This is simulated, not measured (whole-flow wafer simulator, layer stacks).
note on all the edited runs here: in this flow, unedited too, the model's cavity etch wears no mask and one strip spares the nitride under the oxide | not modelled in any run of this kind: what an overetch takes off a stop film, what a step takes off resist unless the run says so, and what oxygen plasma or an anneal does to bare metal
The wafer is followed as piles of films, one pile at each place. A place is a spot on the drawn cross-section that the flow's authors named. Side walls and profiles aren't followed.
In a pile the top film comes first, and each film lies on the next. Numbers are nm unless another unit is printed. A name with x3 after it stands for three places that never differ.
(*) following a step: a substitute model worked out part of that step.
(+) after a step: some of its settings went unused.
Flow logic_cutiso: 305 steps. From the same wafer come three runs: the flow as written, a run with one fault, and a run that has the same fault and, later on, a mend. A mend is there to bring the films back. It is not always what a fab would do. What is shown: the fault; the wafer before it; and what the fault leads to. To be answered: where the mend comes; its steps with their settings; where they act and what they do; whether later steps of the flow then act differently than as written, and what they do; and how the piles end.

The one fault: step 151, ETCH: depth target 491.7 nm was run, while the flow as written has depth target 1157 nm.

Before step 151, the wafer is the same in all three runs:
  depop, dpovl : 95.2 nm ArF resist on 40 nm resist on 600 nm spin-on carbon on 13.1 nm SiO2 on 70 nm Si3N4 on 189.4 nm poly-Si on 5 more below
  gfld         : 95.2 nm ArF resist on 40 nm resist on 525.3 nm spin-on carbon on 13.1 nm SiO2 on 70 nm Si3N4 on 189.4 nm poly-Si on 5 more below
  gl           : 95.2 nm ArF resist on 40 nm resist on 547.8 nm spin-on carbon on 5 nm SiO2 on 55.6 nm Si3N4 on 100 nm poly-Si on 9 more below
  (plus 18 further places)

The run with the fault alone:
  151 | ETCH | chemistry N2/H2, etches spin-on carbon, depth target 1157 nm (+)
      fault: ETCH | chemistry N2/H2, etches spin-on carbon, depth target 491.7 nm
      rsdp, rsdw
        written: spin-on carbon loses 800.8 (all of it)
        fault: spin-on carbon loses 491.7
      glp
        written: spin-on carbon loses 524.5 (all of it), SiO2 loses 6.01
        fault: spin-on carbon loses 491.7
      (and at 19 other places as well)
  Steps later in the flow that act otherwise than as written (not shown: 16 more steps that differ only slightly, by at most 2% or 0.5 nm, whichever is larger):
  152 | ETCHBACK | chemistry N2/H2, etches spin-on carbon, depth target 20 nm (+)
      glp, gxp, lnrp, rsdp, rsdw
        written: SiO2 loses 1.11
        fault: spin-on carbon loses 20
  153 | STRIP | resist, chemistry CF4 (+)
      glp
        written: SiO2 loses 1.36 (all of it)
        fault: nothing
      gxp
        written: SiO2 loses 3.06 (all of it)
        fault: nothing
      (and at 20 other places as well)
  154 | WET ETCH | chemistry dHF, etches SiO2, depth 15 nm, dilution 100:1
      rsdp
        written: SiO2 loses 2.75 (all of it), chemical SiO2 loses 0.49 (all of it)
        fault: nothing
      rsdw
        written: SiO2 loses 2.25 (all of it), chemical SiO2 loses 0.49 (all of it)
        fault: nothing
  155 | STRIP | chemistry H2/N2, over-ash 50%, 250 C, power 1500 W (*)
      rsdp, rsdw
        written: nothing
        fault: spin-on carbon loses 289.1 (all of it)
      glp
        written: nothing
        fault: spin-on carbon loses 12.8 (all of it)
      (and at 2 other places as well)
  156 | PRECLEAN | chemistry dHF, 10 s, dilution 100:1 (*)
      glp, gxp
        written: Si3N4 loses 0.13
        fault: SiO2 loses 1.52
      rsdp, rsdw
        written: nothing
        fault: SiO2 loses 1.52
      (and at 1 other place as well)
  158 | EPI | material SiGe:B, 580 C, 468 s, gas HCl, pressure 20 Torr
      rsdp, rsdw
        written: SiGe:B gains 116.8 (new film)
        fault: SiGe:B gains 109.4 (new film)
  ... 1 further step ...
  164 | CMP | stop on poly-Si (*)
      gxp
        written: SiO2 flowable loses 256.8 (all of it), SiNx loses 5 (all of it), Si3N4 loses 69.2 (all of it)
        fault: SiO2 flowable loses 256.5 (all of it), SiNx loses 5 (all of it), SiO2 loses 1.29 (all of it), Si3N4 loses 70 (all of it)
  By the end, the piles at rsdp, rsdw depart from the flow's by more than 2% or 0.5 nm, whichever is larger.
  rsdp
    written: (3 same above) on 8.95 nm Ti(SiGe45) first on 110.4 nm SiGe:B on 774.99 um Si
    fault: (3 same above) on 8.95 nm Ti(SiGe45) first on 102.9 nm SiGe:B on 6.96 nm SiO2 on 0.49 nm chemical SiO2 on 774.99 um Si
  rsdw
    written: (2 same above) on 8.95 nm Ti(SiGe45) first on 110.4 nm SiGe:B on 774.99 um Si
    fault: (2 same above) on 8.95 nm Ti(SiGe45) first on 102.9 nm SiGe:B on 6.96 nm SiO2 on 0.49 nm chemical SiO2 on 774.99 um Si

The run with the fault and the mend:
  The mend stands after step 151.
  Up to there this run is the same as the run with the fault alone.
  151a | ETCH | chemistry N2/H2, etches spin-on carbon, depth target 665.3 nm (+) (the flow's step 151 again, with other settings)
      depop, dpovl, gfld and 14 more
        resist loses 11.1
      rsdp, rsdw
        spin-on carbon loses 309.1 (all of it)
      glp
        spin-on carbon loses 32.8 (all of it), SiO2 loses 6.01
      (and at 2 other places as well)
  Every later step of the flow that is run acts as written at every place that is followed.
  At every place that both follow, the piles at the end match the flow's.
